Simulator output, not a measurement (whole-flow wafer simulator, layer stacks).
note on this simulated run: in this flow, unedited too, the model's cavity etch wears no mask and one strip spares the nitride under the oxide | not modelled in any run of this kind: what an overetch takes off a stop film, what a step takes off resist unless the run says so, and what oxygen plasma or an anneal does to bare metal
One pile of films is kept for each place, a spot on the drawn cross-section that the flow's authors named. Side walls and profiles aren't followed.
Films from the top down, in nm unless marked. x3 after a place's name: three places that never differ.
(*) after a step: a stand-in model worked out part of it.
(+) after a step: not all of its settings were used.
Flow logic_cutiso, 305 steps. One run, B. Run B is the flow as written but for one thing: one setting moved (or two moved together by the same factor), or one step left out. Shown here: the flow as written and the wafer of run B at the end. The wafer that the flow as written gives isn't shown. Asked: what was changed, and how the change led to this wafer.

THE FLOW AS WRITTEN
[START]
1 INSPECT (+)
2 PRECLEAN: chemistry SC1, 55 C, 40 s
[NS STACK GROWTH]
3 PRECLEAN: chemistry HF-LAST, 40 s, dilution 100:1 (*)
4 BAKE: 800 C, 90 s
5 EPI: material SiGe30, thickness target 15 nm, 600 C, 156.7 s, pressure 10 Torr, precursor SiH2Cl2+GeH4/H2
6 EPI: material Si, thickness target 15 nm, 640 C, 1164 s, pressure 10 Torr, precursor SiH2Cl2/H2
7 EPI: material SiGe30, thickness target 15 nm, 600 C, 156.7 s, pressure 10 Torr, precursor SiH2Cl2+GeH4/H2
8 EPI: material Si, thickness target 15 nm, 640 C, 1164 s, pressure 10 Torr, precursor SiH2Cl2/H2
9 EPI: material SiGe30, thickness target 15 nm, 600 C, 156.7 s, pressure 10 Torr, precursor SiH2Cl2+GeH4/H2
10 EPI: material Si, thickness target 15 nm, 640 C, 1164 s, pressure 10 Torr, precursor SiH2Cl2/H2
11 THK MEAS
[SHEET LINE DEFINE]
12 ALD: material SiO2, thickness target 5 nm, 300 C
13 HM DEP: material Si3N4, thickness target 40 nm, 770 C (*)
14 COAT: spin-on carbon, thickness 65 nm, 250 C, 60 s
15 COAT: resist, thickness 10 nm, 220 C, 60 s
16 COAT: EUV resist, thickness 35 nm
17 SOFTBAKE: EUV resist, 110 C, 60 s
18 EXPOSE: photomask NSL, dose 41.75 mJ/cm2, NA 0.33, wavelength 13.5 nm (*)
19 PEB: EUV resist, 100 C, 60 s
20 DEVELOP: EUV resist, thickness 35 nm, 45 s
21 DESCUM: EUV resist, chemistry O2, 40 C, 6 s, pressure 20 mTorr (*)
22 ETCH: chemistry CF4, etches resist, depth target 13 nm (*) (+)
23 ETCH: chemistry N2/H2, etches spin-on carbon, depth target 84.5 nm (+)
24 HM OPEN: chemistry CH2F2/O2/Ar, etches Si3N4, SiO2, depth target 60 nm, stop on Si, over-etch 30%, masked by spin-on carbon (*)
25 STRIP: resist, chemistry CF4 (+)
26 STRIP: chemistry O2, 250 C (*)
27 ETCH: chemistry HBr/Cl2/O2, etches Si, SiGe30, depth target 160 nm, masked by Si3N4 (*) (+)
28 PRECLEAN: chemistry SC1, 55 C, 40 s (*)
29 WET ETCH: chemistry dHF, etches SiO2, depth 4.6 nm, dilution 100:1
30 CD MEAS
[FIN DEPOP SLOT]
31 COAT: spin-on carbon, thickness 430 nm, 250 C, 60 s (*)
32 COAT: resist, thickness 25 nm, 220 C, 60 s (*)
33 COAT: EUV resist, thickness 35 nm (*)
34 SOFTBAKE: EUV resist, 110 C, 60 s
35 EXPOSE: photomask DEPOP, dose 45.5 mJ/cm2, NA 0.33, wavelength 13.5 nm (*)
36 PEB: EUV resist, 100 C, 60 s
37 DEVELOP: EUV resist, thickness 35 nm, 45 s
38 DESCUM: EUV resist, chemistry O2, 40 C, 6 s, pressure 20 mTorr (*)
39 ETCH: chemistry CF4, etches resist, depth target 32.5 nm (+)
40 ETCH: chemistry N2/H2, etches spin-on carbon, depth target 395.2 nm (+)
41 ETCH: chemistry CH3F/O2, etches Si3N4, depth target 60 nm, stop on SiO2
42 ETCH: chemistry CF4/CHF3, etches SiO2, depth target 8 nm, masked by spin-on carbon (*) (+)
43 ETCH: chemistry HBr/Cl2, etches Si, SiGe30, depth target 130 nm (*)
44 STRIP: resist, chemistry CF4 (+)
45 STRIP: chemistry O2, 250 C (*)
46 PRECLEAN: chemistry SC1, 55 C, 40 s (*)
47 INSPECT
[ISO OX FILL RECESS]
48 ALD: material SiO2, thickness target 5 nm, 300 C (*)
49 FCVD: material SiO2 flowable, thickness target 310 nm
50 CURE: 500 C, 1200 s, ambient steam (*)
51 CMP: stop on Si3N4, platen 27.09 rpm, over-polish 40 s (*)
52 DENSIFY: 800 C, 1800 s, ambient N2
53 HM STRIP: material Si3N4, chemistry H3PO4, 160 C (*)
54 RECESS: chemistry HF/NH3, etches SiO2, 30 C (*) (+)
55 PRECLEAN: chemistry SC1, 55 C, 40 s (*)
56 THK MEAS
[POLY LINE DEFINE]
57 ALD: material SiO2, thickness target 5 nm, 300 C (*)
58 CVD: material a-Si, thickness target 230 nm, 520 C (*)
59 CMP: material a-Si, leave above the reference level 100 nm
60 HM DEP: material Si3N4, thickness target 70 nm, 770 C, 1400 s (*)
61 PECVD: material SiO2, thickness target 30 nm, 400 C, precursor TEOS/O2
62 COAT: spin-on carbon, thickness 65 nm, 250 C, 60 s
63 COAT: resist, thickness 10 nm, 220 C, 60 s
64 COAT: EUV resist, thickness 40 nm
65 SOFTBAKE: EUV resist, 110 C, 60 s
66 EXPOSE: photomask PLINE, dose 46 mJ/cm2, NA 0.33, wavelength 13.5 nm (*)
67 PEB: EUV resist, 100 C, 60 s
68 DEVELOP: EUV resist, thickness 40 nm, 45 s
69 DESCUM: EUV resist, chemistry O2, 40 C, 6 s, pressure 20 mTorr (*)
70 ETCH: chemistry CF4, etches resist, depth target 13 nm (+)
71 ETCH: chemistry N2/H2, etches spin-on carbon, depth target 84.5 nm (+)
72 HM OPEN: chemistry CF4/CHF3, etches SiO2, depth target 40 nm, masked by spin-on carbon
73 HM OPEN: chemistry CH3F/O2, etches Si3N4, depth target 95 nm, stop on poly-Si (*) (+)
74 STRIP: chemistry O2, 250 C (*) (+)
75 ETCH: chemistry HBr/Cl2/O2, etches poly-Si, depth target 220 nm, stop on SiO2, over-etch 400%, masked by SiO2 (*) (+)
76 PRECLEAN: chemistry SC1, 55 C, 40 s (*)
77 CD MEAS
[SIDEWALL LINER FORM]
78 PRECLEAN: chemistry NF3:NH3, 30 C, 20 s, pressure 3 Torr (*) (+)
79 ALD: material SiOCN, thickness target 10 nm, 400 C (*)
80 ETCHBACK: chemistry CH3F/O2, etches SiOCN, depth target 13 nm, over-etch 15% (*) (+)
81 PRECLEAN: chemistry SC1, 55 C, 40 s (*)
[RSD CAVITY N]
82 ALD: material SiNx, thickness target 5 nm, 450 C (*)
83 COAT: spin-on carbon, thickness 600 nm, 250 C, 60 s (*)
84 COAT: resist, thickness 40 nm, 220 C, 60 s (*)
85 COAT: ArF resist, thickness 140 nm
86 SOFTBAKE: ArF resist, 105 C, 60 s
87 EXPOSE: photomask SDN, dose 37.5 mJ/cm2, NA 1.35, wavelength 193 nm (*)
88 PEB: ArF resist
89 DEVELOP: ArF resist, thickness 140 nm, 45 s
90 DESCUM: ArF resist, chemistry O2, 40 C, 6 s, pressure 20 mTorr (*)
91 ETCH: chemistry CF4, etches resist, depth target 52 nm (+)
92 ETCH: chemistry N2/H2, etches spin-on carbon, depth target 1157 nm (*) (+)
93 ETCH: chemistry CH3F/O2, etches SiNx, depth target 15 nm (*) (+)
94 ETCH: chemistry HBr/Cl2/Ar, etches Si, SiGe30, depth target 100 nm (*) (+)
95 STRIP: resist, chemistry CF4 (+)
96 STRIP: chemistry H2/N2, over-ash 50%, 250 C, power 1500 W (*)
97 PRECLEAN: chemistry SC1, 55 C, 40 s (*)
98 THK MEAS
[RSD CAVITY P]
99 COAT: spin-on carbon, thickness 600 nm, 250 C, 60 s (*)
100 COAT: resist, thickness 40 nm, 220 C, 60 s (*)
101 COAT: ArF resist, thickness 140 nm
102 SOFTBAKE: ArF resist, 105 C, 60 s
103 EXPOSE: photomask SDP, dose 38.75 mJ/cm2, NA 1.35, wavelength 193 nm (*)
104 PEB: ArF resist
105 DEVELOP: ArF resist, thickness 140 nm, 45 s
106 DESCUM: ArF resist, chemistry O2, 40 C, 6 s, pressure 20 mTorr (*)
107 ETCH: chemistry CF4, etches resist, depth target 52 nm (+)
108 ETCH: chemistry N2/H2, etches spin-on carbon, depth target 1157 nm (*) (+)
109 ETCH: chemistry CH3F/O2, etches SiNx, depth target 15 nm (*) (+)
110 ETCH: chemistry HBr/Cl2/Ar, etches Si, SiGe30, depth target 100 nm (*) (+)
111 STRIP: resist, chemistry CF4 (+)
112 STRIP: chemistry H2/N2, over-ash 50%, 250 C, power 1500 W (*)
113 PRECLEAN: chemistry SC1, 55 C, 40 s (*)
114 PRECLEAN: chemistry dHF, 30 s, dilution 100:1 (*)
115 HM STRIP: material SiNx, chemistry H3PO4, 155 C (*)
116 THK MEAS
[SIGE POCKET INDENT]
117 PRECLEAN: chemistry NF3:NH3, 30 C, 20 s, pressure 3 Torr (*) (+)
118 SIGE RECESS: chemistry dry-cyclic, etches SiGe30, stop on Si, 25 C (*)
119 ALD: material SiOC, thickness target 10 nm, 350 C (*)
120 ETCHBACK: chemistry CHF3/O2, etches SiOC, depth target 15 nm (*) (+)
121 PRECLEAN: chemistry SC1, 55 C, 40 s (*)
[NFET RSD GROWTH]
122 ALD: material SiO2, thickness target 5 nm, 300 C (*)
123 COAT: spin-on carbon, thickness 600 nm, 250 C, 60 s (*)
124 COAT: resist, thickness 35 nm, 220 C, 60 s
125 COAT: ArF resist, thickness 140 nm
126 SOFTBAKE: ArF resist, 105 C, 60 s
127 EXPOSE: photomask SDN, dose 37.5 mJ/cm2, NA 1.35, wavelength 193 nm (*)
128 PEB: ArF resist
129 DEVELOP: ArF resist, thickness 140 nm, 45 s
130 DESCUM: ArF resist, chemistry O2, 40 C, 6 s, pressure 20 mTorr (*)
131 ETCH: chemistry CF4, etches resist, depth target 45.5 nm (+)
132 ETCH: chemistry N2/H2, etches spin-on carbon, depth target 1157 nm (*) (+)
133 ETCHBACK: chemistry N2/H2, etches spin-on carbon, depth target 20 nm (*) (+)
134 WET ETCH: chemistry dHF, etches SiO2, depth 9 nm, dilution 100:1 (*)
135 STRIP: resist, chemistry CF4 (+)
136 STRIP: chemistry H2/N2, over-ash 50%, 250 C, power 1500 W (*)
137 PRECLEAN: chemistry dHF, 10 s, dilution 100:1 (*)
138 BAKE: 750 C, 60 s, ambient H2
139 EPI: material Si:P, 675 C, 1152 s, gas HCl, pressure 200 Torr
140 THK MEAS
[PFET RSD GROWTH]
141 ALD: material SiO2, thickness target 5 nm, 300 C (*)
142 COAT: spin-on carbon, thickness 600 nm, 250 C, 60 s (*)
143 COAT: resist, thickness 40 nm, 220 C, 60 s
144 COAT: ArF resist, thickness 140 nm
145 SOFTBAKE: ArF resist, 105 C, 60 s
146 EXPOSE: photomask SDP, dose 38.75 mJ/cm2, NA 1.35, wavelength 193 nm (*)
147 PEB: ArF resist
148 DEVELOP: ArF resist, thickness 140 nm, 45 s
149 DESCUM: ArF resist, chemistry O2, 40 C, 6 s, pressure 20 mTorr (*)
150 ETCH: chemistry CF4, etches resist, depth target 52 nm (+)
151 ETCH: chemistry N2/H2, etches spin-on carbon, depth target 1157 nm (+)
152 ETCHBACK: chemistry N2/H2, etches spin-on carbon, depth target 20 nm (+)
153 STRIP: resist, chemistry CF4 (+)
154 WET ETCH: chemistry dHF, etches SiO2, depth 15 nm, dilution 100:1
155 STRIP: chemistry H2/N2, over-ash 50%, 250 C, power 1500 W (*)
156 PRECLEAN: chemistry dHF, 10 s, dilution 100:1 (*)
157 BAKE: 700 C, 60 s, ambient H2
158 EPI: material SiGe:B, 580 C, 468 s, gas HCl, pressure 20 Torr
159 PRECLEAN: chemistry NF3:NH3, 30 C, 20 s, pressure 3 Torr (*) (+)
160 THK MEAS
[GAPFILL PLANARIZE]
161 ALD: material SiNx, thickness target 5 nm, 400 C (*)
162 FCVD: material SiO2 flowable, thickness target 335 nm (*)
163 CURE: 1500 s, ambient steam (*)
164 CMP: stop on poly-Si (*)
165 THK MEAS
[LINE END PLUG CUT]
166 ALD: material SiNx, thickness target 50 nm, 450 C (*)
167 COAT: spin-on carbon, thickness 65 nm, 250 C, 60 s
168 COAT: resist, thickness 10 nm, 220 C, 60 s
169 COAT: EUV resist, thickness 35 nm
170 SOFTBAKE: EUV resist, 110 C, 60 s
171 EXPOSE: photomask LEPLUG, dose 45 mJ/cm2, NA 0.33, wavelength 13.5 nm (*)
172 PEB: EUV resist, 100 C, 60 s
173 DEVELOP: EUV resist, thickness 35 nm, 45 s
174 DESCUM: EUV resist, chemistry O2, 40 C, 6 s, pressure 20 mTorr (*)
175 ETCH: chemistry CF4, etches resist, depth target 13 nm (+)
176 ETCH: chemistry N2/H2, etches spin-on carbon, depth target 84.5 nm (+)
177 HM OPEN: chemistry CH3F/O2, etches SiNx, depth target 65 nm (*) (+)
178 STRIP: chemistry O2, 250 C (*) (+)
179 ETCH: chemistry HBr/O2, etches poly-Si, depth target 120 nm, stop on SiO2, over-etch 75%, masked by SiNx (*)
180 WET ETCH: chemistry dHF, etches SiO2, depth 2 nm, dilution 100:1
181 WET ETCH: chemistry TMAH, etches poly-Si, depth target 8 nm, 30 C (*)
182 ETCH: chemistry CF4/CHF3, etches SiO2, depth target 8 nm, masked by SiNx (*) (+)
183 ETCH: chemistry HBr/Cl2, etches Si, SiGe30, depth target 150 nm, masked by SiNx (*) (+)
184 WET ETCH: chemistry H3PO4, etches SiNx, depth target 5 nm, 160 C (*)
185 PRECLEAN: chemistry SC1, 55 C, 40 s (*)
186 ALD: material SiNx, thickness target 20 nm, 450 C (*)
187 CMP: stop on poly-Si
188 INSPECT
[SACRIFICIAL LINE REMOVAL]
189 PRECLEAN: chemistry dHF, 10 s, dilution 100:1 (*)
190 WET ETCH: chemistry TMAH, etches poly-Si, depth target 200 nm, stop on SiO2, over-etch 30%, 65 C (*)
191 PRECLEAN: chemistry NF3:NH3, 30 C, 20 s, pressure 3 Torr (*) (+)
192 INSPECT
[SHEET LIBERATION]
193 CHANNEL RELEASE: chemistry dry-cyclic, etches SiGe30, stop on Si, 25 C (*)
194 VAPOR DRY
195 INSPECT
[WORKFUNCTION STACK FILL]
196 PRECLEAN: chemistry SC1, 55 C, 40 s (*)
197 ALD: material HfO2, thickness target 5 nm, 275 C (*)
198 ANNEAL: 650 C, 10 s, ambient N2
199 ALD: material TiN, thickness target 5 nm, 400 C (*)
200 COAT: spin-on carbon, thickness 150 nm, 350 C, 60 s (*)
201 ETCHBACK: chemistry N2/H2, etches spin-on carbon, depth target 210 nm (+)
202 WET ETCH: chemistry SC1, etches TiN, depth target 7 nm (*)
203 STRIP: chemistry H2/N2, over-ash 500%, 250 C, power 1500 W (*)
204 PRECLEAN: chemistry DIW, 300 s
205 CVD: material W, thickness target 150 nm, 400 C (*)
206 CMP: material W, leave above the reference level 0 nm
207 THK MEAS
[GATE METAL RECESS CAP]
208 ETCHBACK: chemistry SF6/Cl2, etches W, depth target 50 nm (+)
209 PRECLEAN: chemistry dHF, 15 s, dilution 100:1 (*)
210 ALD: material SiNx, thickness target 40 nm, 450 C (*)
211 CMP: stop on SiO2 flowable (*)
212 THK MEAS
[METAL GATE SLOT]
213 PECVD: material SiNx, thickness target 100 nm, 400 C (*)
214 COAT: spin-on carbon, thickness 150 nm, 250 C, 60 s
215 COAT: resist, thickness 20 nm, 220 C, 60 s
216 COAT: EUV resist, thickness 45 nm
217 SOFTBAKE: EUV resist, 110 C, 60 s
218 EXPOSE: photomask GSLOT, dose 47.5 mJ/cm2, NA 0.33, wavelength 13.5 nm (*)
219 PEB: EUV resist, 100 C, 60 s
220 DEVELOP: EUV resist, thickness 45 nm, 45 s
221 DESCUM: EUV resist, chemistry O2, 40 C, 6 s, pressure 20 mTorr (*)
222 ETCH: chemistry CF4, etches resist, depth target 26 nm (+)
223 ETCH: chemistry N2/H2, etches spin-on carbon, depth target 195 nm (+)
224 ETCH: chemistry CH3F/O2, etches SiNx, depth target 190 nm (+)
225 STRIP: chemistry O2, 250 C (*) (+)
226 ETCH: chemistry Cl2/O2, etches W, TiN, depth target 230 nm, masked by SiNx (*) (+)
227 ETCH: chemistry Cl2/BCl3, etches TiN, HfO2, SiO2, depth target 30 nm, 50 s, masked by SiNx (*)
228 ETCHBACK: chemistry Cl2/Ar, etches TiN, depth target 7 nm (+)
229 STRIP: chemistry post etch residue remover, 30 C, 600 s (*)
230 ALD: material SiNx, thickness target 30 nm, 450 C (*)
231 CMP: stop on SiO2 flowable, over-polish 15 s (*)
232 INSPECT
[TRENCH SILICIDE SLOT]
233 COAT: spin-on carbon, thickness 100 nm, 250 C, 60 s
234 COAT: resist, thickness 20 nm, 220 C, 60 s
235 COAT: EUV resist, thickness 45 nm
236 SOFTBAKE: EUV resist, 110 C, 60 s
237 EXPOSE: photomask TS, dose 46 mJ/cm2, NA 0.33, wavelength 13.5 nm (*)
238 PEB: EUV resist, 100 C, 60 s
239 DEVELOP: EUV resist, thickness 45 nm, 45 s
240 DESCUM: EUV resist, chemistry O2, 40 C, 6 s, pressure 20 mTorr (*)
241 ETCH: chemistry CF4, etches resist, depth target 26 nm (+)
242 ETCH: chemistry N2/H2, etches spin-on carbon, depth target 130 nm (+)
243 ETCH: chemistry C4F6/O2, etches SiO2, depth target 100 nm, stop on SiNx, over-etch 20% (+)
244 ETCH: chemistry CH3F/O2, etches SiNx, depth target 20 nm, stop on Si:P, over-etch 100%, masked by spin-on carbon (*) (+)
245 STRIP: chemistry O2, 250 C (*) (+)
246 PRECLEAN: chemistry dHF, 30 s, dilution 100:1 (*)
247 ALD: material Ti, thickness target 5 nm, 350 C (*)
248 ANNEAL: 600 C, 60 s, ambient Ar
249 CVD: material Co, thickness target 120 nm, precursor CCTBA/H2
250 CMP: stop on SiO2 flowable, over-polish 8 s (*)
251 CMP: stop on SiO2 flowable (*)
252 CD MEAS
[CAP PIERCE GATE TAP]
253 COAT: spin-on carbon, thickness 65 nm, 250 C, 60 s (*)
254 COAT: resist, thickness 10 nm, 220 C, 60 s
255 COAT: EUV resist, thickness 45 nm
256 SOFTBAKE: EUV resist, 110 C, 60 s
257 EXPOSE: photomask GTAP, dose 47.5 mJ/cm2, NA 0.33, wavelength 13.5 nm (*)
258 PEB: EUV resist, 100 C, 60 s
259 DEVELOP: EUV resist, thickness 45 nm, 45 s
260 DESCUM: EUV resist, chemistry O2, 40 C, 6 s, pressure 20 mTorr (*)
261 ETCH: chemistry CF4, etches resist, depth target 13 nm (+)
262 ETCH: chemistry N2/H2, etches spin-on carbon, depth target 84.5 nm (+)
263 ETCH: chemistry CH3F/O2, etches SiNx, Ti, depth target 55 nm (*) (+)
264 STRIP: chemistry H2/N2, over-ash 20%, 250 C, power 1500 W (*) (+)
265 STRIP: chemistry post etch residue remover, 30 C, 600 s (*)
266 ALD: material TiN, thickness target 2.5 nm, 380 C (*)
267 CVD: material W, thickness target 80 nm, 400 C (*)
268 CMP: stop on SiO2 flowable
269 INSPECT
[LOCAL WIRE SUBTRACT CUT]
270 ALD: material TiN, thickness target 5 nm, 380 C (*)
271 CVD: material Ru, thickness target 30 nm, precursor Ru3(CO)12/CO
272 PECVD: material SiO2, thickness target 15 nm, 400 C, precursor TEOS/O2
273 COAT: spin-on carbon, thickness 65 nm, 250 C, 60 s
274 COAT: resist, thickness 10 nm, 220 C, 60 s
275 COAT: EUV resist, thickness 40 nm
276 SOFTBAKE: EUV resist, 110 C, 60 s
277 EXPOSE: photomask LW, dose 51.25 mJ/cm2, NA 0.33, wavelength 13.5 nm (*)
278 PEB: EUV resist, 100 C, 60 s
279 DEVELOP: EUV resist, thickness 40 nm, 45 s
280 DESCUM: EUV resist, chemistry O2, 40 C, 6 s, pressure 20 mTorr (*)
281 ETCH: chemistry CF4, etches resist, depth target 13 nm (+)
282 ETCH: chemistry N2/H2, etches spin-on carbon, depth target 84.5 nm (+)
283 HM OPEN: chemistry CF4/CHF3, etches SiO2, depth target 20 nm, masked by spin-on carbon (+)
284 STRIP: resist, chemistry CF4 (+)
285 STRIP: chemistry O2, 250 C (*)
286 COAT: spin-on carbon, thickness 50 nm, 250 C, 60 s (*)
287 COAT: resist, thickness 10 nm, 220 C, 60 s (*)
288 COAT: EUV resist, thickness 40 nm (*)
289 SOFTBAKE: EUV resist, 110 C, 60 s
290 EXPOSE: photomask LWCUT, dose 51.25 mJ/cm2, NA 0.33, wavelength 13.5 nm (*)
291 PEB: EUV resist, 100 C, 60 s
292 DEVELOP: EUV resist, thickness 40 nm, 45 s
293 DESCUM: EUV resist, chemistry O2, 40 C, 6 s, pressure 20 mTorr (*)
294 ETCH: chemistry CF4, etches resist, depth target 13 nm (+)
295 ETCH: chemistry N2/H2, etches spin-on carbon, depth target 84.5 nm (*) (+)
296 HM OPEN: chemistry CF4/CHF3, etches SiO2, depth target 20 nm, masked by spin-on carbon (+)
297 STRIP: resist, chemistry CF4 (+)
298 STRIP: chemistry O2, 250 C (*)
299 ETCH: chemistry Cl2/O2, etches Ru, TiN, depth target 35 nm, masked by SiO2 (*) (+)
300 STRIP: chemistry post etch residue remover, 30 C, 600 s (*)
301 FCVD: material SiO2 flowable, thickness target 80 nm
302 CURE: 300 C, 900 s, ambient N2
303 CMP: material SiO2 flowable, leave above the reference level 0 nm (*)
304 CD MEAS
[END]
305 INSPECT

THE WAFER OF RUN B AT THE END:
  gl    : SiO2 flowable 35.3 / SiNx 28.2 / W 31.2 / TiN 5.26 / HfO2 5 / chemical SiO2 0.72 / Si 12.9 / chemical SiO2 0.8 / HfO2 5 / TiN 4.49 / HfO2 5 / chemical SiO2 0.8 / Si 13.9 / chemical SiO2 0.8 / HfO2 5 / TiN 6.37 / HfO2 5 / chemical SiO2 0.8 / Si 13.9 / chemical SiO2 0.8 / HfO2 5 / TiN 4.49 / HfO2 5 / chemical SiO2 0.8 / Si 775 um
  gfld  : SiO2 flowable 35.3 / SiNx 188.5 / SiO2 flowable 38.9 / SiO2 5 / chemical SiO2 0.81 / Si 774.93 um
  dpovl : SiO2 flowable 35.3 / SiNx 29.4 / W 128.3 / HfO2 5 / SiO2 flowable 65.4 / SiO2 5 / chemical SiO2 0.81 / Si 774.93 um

The cause: step 7, EPI: thickness target 16.9 nm was run, where the flow has thickness target 15 nm; step 7, EPI: 176.3 s was run, where the flow has 156.7 s.

How the change led to this, step by step:
  7 EPI: material SiGe30, thickness target 15 nm, 600 C, 156.7 s, pressure 10 Torr, precursor SiH2Cl2+GeH4/H2
      depop, dpovl, gfld and 19 more: SiGe30 +16.9 (new film) (as written it would be: SiGe30 +15 (new film))
  27 ETCH: chemistry HBr/Cl2/O2, etches Si, SiGe30, depth target 160 nm, masked by Si3N4 (*) (+)
      gfld, gxf, iso, lnri: chemical SiO2 -0.79 (all of it), Si -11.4 (all of it), SiGe30 -15 (all of it), Si -15 (all of it), SiGe30 -16.9 (all of it), Si -15 (all of it), SiGe30 -15 (all of it), Si -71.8 (as written it would be: chemical SiO2 -0.79 (all of it), Si -11.4 (all of it), SiGe30 -15 (all of it), Si -15 (all of it), SiGe30 -15 (all of it), Si -15 (all of it), SiGe30 -15 (all of it), Si -73.6)
      dpovl, nsgap: chemical SiO2 -0.79 (all of it), Si -11.8 (all of it), SiGe30 -15 (all of it), Si -15 (all of it), SiGe30 -16.9 (all of it), Si -15 (all of it), SiGe30 -15 (all of it), Si -71.4 (as written it would be: chemical SiO2 -0.79 (all of it), Si -11.8 (all of it), SiGe30 -15 (all of it), Si -15 (all of it), SiGe30 -15 (all of it), Si -15 (all of it), SiGe30 -15 (all of it), Si -73.2)
      (and at 1 more place)
  43 ETCH: chemistry HBr/Cl2, etches Si, SiGe30, depth target 130 nm (*)
      depop: Si -14 (all of it), SiGe30 -15 (all of it), Si -15 (all of it), SiGe30 -16.9 (all of it), Si -15 (all of it), SiGe30 -15 (all of it), Si -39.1 (as written it would be: Si -14 (all of it), SiGe30 -15 (all of it), Si -15 (all of it), SiGe30 -15 (all of it), Si -15 (all of it), SiGe30 -15 (all of it), Si -41)
  94 ETCH: chemistry HBr/Cl2/Ar, etches Si, SiGe30, depth target 100 nm (*) (+)
      rsdn, rsdx: chemical SiO2 -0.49 (all of it), Si -12.8 (all of it), SiGe30 -15 (all of it), Si -15 (all of it), SiGe30 -16.9 (all of it), Si -15 (all of it), SiGe30 -15 (all of it), Si -10.3 (as written it would be: chemical SiO2 -0.49 (all of it), Si -12.8 (all of it), SiGe30 -15 (all of it), Si -15 (all of it), SiGe30 -15 (all of it), Si -15 (all of it), SiGe30 -15 (all of it), Si -12.2)
  110 ETCH: chemistry HBr/Cl2/Ar, etches Si, SiGe30, depth target 100 nm (*) (+)
      rsdp, rsdw: chemical SiO2 -0.49 (all of it), Si -12.8 (all of it), SiGe30 -15 (all of it), Si -15 (all of it), SiGe30 -16.9 (all of it), Si -15 (all of it), SiGe30 -15 (all of it), Si -10.3 (as written it would be: chemical SiO2 -0.49 (all of it), Si -12.8 (all of it), SiGe30 -15 (all of it), Si -15 (all of it), SiGe30 -15 (all of it), Si -15 (all of it), SiGe30 -15 (all of it), Si -12.2)
  118 SIGE RECESS: chemistry dry-cyclic, etches SiGe30, stop on Si, 25 C (*)
      lnr, lnrp, lnrt: SiOCN -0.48, Si -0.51, cavity +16 (new film), SiGe30 -15 (all of it), Si -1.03, cavity +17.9 (new film), SiGe30 -16.9 (all of it), Si -1.03, cavity +16 (new film), SiGe30 -15 (all of it), Si -0.51 (as written it would be: SiOCN -0.48, Si -0.51, cavity +16 (new film), SiGe30 -15 (all of it), Si -1.03, cavity +16 (new film), SiGe30 -15 (all of it), Si -1.03, cavity +16 (new film), SiGe30 -15 (all of it), Si -0.51)
  119 ALD: material SiOC, thickness target 10 nm, 350 C (*)
      lnr, lnrp, lnrt: SiOC +10 (new film), SiOC +16 (new film), cavity -16 (all of it), SiOC +17.9 (new film), cavity -17.9 (all of it), SiOC +16 (new film), cavity -16 (all of it) (as written it would be: SiOC +10 (new film), SiOC +16 (new film), cavity -16 (all of it), SiOC +16 (new film), cavity -16 (all of it), SiOC +16 (new film), cavity -16 (all of it))
  183 ETCH: chemistry HBr/Cl2, etches Si, SiGe30, depth target 150 nm, masked by SiNx (*) (+)
      plug: Si -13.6 (all of it), SiGe30 -15 (all of it), Si -15 (all of it), SiGe30 -16.9 (all of it), Si -15 (all of it), SiGe30 -15 (all of it), Si -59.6 (as written it would be: Si -13.6 (all of it), SiGe30 -15 (all of it), Si -15 (all of it), SiGe30 -15 (all of it), Si -15 (all of it), SiGe30 -15 (all of it), Si -61.4)
  193 CHANNEL RELEASE: chemistry dry-cyclic, etches SiGe30, stop on Si, 25 C (*)
      gl, glp, gxn, gxp, ns, tap: chemical SiO2 +0.8 (new film), Si -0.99, chemical SiO2 +0.8 (new film), cavity +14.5 (new film), chemical SiO2 +0.8 (new film), SiGe30 -15 (all of it), Si -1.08, chemical SiO2 +0.8 (new film), cavity +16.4 (new film), chemical SiO2 +0.8 (new film), SiGe30 -16.9 (all of it), Si -1.08, chemical SiO2 +0.8 (new film), cavity +14.5 (new film), chemical SiO2 +0.8 (new film), SiGe30 -15 (all of it), Si -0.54 (as written it would be: chemical SiO2 +0.8 (new film), Si -0.99, chemical SiO2 +0.8 (new film), cavity +14.5 (new film), chemical SiO2 +0.8 (new film), SiGe30 -15 (all of it), Si -1.08, chemical SiO2 +0.8 (new film), cavity +14.5 (new film), chemical SiO2 +0.8 (new film), SiGe30 -15 (all of it), Si -1.08, chemical SiO2 +0.8 (new film), cavity +14.5 (new film), chemical SiO2 +0.8 (new film), SiGe30 -15 (all of it), Si -0.54)
  199 ALD: material TiN, thickness target 5 nm, 400 C (*)
      gl, glp, tap: TiN +5.26 (new film), TiN +4.49 (new film), cavity -4.49 (all of it), TiN +6.37 (new film), cavity -6.37 (all of it), TiN +4.49 (new film), cavity -4.49 (all of it) (as written it would be: TiN +5.26 (new film), TiN +4.49 (new film), cavity -4.49 (all of it), TiN +4.49 (new film), cavity -4.49 (all of it), TiN +4.49 (new film), cavity -4.49 (all of it))
      gxn, gxp, ns: TiN +5 (new film), TiN +4.49 (new film), cavity -4.49 (all of it), TiN +6.37 (new film), cavity -6.37 (all of it), TiN +4.49 (new film), cavity -4.49 (all of it) (as written it would be: TiN +5 (new film), TiN +4.49 (new film), cavity -4.49 (all of it), TiN +4.49 (new film), cavity -4.49 (all of it), TiN +4.49 (new film), cavity -4.49 (all of it))
